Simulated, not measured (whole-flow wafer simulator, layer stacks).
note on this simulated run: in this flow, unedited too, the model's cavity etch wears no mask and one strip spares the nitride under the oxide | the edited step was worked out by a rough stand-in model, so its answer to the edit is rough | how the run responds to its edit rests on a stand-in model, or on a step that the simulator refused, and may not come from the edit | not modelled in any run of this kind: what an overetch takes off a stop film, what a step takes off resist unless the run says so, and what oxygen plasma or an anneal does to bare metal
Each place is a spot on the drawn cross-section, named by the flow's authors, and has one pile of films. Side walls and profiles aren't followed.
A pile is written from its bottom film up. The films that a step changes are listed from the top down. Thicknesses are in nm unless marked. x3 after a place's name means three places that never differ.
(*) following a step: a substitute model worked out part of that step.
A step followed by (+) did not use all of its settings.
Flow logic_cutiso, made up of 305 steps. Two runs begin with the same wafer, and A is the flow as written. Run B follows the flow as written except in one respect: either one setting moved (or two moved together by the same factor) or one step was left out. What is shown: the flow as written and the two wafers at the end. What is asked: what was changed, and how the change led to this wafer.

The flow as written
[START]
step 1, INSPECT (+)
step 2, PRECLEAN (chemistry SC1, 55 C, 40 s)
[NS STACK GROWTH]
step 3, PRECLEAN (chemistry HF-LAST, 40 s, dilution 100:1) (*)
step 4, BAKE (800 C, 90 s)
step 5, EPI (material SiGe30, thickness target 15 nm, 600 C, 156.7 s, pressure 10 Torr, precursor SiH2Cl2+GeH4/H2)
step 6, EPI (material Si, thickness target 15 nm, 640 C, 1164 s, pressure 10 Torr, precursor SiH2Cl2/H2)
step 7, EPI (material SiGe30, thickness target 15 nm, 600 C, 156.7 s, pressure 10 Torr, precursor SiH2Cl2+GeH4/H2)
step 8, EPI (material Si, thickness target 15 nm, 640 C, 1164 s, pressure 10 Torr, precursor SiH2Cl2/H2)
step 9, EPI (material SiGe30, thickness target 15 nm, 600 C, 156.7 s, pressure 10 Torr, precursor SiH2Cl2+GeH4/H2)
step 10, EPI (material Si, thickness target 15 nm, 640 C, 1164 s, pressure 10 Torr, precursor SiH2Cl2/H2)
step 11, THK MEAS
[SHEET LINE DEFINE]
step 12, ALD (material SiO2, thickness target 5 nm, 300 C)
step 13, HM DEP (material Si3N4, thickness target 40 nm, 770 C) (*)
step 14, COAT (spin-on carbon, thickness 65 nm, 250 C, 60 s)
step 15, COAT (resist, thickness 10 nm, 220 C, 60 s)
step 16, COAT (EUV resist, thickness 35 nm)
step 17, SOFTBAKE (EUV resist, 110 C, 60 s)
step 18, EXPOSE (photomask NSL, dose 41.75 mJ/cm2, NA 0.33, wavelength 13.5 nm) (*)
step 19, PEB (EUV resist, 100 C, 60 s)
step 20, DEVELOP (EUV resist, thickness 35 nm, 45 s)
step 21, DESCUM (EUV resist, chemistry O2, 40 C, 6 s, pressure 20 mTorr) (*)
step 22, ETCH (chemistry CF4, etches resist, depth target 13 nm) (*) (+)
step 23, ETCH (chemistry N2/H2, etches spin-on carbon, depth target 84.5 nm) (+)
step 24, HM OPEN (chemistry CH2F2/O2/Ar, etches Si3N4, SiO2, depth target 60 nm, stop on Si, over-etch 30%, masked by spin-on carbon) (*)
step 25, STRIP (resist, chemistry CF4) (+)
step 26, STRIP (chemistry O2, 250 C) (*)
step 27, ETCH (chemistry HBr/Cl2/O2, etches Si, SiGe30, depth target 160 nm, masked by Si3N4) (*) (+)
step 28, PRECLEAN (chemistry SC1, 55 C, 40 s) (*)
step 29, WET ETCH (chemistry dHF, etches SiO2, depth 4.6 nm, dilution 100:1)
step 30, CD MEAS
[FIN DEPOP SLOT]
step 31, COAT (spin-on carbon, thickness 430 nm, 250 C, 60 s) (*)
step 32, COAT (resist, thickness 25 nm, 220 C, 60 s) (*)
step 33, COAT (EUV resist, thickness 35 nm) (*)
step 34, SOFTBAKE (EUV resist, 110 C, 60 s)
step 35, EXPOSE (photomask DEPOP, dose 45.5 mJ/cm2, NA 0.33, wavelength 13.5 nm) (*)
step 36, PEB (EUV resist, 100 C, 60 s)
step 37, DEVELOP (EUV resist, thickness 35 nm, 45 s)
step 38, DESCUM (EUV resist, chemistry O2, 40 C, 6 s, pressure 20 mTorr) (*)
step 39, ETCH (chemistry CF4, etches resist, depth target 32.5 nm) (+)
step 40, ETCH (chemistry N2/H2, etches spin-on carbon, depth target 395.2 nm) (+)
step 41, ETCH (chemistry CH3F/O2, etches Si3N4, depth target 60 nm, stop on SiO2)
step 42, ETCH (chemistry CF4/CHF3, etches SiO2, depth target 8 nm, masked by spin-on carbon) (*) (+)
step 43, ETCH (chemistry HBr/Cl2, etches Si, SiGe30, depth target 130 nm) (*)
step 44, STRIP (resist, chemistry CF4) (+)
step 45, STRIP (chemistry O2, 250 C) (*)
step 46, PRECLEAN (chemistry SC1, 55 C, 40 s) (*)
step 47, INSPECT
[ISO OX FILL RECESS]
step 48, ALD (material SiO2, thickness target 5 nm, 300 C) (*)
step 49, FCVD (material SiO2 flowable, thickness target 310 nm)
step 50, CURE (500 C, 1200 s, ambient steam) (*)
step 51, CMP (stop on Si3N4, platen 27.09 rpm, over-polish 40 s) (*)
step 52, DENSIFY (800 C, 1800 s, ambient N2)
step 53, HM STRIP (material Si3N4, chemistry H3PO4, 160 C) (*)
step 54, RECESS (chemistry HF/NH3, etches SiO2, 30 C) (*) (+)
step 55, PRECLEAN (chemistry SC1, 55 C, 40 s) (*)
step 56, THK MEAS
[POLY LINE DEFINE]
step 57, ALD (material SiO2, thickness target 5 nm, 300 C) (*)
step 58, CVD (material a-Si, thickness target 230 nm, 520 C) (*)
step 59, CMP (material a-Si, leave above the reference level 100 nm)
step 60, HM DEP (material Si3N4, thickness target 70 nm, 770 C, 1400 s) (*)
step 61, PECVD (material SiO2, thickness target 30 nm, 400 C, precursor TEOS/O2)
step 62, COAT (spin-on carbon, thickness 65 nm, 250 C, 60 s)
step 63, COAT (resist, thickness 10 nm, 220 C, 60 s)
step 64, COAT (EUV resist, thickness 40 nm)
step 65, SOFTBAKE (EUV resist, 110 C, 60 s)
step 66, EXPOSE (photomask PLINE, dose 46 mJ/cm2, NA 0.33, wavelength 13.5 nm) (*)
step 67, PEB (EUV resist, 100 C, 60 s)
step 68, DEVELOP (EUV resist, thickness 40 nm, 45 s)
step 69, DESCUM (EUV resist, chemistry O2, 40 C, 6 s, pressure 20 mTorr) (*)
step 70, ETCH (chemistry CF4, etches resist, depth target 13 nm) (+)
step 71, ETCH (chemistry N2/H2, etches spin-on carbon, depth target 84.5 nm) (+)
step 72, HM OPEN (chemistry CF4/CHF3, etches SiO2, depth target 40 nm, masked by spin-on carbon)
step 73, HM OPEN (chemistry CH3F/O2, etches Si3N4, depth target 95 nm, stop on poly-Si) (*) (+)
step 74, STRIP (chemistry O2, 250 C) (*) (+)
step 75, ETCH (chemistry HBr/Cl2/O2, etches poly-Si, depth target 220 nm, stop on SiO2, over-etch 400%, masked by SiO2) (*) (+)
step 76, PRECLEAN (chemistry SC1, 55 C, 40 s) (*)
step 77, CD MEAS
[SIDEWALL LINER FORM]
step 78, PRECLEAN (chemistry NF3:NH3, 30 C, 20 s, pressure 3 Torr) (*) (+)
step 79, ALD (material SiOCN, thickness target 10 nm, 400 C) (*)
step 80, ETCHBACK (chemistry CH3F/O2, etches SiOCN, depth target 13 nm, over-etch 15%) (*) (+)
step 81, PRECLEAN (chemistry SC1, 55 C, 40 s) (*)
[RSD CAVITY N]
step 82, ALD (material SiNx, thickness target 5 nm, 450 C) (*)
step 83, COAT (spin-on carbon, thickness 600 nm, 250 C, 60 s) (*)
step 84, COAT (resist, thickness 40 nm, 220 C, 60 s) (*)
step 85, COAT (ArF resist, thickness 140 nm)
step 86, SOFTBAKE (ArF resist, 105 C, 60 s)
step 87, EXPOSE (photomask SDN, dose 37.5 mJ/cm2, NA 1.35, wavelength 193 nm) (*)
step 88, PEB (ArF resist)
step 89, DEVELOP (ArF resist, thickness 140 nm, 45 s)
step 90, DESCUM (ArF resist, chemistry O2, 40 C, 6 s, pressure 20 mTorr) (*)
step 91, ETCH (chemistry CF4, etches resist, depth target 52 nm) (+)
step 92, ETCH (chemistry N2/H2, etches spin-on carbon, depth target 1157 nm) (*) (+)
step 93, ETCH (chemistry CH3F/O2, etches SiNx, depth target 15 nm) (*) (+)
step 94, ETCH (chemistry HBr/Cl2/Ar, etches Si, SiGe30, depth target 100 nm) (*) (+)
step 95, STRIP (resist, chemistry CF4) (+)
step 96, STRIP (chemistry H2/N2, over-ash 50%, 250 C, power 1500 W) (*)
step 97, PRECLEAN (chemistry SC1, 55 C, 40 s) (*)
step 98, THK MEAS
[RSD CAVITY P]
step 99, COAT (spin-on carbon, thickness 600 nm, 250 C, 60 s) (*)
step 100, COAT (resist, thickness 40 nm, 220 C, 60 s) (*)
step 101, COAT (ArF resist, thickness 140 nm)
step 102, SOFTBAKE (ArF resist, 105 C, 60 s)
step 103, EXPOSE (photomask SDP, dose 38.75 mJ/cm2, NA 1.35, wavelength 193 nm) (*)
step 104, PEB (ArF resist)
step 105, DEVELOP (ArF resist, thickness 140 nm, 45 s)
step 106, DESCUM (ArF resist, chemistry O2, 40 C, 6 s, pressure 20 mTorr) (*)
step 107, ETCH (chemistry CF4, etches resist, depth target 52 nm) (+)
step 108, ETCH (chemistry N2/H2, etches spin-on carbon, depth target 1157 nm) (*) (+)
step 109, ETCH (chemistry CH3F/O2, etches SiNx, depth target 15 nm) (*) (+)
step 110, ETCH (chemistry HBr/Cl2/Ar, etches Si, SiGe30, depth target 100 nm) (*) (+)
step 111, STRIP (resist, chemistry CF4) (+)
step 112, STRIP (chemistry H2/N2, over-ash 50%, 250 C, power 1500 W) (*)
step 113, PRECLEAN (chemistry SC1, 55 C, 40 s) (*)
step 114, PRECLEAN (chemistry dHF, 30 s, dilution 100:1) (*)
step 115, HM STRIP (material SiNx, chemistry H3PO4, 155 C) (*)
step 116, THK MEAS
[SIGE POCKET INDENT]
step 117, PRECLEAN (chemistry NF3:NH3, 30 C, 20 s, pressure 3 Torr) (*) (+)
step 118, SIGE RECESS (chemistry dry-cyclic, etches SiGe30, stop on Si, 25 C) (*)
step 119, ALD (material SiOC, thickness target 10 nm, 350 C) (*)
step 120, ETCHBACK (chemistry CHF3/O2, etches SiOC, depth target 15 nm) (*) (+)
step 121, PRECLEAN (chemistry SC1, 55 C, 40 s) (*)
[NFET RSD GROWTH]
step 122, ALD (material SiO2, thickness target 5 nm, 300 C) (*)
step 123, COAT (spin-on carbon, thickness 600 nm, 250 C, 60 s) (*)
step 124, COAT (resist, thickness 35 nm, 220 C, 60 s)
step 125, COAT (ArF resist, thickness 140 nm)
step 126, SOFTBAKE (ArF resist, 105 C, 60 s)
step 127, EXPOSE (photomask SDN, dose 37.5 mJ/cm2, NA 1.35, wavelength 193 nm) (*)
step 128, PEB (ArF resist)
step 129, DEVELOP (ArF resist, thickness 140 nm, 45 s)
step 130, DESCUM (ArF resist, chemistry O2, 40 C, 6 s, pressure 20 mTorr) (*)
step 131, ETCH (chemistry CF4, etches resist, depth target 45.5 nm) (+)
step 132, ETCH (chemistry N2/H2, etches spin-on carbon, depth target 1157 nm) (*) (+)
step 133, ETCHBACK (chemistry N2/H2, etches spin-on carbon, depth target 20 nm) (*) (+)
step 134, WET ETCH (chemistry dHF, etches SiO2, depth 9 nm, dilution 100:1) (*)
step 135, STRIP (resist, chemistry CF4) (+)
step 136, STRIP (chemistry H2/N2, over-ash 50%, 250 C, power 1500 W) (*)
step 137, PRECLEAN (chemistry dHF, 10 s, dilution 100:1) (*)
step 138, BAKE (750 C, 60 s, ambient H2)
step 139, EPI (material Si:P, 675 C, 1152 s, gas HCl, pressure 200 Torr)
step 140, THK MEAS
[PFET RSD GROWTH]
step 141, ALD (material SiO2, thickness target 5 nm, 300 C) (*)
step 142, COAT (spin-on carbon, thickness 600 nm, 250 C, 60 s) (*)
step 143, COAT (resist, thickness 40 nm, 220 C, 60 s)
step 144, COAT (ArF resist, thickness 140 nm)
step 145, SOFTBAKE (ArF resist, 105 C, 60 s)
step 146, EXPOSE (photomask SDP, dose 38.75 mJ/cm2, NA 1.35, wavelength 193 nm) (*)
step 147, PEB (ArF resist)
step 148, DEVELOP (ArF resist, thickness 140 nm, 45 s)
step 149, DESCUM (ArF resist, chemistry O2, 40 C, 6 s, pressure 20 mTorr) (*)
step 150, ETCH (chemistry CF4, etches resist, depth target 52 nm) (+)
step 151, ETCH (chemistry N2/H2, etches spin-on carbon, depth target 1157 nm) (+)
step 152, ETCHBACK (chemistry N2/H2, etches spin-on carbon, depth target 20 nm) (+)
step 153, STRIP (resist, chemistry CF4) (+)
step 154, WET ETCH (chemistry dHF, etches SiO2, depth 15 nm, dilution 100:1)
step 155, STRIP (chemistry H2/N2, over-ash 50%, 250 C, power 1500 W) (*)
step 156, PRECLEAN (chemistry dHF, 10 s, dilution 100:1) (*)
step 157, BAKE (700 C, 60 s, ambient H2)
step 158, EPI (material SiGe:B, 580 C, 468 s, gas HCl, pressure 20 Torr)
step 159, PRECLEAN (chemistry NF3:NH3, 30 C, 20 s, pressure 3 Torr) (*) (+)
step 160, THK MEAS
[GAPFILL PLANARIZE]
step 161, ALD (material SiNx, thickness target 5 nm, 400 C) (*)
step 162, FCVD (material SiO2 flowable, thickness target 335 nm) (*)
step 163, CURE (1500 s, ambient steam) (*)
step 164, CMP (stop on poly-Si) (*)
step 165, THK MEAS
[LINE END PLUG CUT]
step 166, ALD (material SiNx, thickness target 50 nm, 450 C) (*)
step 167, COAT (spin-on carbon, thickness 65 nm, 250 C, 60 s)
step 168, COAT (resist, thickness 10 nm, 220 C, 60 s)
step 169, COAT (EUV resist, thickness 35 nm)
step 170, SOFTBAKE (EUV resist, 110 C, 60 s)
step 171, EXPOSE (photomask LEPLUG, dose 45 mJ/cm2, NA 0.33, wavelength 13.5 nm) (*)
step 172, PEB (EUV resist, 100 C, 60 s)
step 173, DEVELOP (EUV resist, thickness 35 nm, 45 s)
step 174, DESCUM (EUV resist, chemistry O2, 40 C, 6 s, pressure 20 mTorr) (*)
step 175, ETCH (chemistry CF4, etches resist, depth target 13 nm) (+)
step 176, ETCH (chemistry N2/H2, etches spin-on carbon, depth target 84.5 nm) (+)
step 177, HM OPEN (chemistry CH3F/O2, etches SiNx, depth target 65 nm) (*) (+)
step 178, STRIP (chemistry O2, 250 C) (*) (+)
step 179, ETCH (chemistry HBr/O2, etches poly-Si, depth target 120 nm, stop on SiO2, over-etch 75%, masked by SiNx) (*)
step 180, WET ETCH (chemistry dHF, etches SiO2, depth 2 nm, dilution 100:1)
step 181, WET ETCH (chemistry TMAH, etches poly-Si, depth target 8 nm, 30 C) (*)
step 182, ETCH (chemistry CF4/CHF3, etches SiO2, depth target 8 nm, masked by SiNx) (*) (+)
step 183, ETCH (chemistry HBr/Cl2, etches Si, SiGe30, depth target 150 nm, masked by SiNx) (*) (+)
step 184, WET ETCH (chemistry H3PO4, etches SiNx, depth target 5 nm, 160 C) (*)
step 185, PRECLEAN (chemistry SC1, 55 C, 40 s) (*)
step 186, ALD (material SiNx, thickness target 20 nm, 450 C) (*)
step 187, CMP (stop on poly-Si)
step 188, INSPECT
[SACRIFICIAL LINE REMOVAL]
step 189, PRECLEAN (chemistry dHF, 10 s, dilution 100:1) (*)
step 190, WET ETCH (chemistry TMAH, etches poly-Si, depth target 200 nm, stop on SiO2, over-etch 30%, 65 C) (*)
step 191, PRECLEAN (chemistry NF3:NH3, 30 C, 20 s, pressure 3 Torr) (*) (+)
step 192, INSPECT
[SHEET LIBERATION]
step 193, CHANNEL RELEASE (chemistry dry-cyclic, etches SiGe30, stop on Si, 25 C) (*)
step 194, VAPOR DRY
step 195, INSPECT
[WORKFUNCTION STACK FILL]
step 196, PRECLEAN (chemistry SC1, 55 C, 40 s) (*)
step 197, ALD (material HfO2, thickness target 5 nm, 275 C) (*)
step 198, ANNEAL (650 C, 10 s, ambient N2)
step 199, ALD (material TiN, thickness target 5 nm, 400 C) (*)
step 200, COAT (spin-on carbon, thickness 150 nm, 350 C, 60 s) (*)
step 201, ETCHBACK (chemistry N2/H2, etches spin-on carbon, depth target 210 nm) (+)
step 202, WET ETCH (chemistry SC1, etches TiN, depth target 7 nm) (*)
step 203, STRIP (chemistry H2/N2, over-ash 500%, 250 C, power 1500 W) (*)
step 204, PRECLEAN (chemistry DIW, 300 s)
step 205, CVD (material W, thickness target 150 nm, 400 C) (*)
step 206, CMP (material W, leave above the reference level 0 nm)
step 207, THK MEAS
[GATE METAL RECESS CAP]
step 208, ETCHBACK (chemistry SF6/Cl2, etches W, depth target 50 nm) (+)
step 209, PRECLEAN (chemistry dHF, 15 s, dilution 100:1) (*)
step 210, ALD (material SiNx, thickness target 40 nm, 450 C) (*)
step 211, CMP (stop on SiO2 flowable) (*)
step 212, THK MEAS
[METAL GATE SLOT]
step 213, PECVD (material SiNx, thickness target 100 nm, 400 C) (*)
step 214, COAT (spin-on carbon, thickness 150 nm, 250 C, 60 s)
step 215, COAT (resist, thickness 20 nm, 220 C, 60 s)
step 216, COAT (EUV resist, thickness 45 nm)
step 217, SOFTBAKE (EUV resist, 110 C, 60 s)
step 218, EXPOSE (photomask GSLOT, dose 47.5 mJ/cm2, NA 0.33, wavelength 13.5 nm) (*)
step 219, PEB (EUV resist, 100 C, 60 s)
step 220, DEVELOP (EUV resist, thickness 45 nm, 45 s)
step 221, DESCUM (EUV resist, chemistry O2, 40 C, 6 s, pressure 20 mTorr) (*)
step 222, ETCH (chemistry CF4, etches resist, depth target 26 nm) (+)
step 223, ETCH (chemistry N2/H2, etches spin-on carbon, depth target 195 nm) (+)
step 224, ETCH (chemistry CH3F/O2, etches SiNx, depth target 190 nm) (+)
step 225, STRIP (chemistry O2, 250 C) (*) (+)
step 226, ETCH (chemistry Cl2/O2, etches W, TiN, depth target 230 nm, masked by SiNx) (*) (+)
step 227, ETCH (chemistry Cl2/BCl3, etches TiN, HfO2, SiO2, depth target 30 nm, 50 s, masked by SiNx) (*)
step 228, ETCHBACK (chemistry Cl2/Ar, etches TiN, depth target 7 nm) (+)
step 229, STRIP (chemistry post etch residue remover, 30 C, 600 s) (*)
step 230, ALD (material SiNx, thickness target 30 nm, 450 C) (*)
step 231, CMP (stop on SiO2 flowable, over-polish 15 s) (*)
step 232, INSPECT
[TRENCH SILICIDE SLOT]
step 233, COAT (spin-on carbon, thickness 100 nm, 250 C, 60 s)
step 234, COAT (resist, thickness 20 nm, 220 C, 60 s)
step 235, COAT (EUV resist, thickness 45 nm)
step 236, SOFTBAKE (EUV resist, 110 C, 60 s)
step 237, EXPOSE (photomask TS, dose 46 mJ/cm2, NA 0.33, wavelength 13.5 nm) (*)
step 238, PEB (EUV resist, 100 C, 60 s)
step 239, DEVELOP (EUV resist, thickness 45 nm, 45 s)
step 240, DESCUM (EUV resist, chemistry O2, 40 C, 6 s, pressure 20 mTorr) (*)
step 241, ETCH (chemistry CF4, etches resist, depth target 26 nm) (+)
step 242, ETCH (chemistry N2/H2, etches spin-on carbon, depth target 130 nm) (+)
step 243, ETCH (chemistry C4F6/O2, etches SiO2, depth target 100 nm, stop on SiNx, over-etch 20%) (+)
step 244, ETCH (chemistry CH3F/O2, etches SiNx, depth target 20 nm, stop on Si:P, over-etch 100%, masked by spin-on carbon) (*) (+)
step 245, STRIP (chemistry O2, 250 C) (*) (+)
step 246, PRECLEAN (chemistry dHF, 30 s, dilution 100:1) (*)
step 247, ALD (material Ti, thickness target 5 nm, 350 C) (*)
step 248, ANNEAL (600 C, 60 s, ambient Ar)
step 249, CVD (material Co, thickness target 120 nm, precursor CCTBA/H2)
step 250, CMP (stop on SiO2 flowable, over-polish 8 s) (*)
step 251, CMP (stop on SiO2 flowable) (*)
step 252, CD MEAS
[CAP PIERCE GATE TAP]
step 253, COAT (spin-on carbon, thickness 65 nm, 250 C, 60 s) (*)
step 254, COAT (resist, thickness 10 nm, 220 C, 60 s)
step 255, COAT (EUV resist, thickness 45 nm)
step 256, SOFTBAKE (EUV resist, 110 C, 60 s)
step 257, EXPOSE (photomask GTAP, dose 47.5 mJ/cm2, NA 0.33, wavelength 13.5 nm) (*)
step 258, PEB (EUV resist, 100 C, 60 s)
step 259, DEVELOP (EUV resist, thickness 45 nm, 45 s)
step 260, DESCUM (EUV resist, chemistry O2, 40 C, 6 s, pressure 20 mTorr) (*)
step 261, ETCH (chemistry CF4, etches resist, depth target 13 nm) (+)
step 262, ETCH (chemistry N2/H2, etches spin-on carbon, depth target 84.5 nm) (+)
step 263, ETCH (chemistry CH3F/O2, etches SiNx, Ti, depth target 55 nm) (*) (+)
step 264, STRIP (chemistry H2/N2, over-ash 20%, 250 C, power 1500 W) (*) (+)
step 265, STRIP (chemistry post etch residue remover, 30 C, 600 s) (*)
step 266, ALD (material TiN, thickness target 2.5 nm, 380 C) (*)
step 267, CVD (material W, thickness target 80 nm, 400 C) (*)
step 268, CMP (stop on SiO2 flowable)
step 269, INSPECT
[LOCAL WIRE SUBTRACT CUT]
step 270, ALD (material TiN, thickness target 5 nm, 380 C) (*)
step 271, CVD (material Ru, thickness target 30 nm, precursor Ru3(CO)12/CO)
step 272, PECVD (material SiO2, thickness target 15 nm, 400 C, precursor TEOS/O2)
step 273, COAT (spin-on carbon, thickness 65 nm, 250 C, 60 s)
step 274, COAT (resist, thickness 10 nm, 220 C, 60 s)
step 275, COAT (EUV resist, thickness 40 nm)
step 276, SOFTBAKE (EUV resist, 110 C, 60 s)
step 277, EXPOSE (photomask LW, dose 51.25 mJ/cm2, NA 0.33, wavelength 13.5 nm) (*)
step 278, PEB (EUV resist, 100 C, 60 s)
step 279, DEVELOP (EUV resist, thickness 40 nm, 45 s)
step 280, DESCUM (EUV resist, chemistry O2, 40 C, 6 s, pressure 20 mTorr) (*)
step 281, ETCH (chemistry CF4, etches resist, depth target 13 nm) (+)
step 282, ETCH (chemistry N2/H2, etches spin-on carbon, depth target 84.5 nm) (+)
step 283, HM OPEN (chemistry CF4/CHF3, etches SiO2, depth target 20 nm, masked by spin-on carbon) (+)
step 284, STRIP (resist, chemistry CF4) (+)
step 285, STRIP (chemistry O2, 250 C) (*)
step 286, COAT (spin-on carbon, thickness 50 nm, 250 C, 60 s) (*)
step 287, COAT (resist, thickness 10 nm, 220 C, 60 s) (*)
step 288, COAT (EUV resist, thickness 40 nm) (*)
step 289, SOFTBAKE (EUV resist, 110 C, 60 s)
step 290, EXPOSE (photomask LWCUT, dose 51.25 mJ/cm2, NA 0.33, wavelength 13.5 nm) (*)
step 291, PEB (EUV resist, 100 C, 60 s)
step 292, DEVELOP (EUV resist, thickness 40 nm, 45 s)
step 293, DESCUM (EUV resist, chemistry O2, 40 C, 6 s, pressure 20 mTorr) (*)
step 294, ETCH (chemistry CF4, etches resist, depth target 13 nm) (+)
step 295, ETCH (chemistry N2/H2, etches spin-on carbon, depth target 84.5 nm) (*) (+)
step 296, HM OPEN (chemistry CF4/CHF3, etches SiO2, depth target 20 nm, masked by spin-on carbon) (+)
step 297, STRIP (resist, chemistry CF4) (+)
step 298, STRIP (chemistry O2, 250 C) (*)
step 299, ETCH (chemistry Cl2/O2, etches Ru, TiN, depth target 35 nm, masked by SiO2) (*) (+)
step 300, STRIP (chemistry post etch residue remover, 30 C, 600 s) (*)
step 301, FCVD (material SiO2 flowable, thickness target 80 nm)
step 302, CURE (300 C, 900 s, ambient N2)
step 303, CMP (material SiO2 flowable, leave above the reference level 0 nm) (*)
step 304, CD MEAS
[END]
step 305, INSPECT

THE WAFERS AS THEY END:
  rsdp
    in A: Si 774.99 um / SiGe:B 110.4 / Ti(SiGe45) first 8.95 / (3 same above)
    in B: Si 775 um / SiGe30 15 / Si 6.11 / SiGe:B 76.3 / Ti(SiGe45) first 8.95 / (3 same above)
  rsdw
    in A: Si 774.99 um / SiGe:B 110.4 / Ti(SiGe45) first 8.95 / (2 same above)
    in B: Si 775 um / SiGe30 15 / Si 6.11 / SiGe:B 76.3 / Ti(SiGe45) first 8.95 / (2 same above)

What caused this: step 110, ETCH: depth target 65 nm was run, though the flow has depth target 100 nm.

The path from the change to this, step by step:
  step 110, ETCH (chemistry HBr/Cl2/Ar, etches Si, SiGe30, depth target 100 nm) (*) (+)
      rsdp, rsdw: A -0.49 chemical SiO2 (all of it), -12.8 Si (all of it), -15 SiGe30 (all of it), -15 Si (all of it), -15 SiGe30 (all of it), -15 Si (all of it), -15 SiGe30 (all of it), -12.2 Si | B -0.49 chemical SiO2 (all of it), -12.8 Si (all of it), -15 SiGe30 (all of it), -15 Si (all of it), -15 SiGe30 (all of it), -7.17 Si
  step 120, ETCHBACK (chemistry CHF3/O2, etches SiOC, depth target 15 nm) (*) (+)
      rsdp, rsdw: A -10 SiOC (all of it) | B -10 SiOC (all of it), -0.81 Si
  step 123, COAT (spin-on carbon, thickness 600 nm, 250 C, 60 s) (*)
      rsdp, rsdw: A +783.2 spin-on carbon (new film) | B +753.6 spin-on carbon (new film)
  step 136, STRIP (chemistry H2/N2, over-ash 50%, 250 C, power 1500 W) (*)
      rsdp, rsdw: A -783.2 spin-on carbon (all of it) | B -753.6 spin-on carbon (all of it)
  step 142, COAT (spin-on carbon, thickness 600 nm, 250 C, 60 s) (*)
      rsdp: A +806.8 spin-on carbon (new film) | B +776.2 spin-on carbon (new film)
      rsdw: A +806.7 spin-on carbon (new film) | B +776.1 spin-on carbon (new film)
  step 151, ETCH (chemistry N2/H2, etches spin-on carbon, depth target 1157 nm) (+)
      rsdp, rsdw: A -800.8 spin-on carbon (all of it) | B -770.1 spin-on carbon (all of it), -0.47 SiO2
  step 154, WET ETCH (chemistry dHF, etches SiO2, depth 15 nm, dilution 100:1)
      rsdp: A -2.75 SiO2 (all of it), -0.49 chemical SiO2 (all of it) | B -1.93 SiO2 (all of it), -0.49 chemical SiO2 (all of it)
      rsdw: A -2.25 SiO2 (all of it), -0.49 chemical SiO2 (all of it) | B -1.36 SiO2 (all of it), -0.49 chemical SiO2 (all of it)
  step 158, EPI (material SiGe:B, 580 C, 468 s, gas HCl, pressure 20 Torr)
      rsdp, rsdw: A +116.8 SiGe:B (new film) | B +82.8 SiGe:B (new film)
